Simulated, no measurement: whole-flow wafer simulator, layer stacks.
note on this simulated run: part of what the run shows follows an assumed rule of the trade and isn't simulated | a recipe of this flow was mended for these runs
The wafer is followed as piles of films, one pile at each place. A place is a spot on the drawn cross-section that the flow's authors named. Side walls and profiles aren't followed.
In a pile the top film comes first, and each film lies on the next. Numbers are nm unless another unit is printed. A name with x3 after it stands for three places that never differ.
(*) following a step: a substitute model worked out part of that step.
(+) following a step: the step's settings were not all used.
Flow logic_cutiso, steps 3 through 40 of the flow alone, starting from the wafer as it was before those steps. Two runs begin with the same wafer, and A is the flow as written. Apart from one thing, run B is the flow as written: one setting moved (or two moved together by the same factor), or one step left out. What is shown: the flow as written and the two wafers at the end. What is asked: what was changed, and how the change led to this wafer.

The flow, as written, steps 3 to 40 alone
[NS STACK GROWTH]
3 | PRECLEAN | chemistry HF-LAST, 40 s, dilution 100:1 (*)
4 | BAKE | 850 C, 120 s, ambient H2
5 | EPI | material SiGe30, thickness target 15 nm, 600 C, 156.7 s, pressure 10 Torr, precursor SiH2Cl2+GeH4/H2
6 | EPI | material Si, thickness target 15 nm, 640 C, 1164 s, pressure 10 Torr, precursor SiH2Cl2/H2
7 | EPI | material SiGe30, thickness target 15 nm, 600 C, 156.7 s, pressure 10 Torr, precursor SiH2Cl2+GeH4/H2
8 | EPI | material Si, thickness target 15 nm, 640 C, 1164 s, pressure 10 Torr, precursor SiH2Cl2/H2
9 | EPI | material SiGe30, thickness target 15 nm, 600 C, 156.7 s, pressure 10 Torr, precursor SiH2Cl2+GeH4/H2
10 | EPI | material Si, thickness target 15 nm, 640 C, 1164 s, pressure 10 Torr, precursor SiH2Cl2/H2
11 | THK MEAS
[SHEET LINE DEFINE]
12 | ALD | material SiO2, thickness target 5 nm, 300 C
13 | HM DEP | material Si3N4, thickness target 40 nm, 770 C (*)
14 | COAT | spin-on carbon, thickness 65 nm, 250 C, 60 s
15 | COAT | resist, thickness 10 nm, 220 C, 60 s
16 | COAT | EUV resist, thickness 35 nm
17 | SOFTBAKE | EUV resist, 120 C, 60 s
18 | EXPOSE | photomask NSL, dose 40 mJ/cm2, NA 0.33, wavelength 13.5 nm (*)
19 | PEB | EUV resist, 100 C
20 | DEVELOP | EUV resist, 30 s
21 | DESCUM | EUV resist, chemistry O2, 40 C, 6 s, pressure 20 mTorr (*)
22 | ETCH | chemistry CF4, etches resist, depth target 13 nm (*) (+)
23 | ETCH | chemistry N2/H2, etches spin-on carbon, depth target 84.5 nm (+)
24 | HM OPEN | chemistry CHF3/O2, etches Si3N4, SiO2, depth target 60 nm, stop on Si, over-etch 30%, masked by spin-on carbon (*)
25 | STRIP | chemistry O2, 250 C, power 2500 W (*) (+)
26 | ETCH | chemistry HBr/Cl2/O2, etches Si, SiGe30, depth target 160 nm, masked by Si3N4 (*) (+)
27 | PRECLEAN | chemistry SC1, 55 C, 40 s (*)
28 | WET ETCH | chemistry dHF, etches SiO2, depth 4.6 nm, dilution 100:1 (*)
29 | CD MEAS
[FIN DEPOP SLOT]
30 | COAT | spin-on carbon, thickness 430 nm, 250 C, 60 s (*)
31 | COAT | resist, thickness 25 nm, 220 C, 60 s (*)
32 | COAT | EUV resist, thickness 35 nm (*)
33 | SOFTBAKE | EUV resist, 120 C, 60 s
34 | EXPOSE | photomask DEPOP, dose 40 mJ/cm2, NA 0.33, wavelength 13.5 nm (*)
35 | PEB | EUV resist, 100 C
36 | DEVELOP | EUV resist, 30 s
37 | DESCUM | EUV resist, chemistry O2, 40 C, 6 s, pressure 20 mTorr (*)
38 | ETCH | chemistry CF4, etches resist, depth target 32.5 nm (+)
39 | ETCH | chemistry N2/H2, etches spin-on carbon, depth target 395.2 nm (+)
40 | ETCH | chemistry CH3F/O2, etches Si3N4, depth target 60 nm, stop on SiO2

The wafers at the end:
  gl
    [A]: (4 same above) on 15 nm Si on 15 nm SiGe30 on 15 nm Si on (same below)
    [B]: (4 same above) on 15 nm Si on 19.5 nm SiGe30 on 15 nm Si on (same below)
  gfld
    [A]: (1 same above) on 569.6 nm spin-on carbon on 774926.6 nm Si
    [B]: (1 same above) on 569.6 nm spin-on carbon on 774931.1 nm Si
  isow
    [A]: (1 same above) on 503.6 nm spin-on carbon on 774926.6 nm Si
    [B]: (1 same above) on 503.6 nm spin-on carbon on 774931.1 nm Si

Cause: step 9, EPI: thickness target 19.5 nm was run, whereas the flow has thickness target 15 nm; step 9, EPI: 203.7 s was run, where the flow has 156.7 s.
The wafer itself shows it: gl has SiGe30 19.5, and step 9 as written asks for 15 nm.

Step by step, how the change led to this:
  9 | EPI | material SiGe30, thickness target 15 nm, 600 C, 156.7 s, pressure 10 Torr, precursor SiH2Cl2+GeH4/H2
      depop, dpovl, gfld and 19 more: A +15 SiGe30 (new film) | B +19.5 SiGe30 (new film)
  26 | ETCH | chemistry HBr/Cl2/O2, etches Si, SiGe30, depth target 160 nm, masked by Si3N4 (*) (+)
      dpovl, gfld, gxf, iso, isow, lnri, nsgap: A -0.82 chemical SiO2 (all of it), -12 Si (all of it), -15 SiGe30 (all of it), -15 Si (all of it), -15 SiGe30 (all of it), -15 Si (all of it), -15 SiGe30 (all of it), -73 Si | B -0.82 chemical SiO2 (all of it), -12 Si (all of it), -19.5 SiGe30 (all of it), -15 Si (all of it), -15 SiGe30 (all of it), -15 Si (all of it), -15 SiGe30 (all of it), -68.5 Si
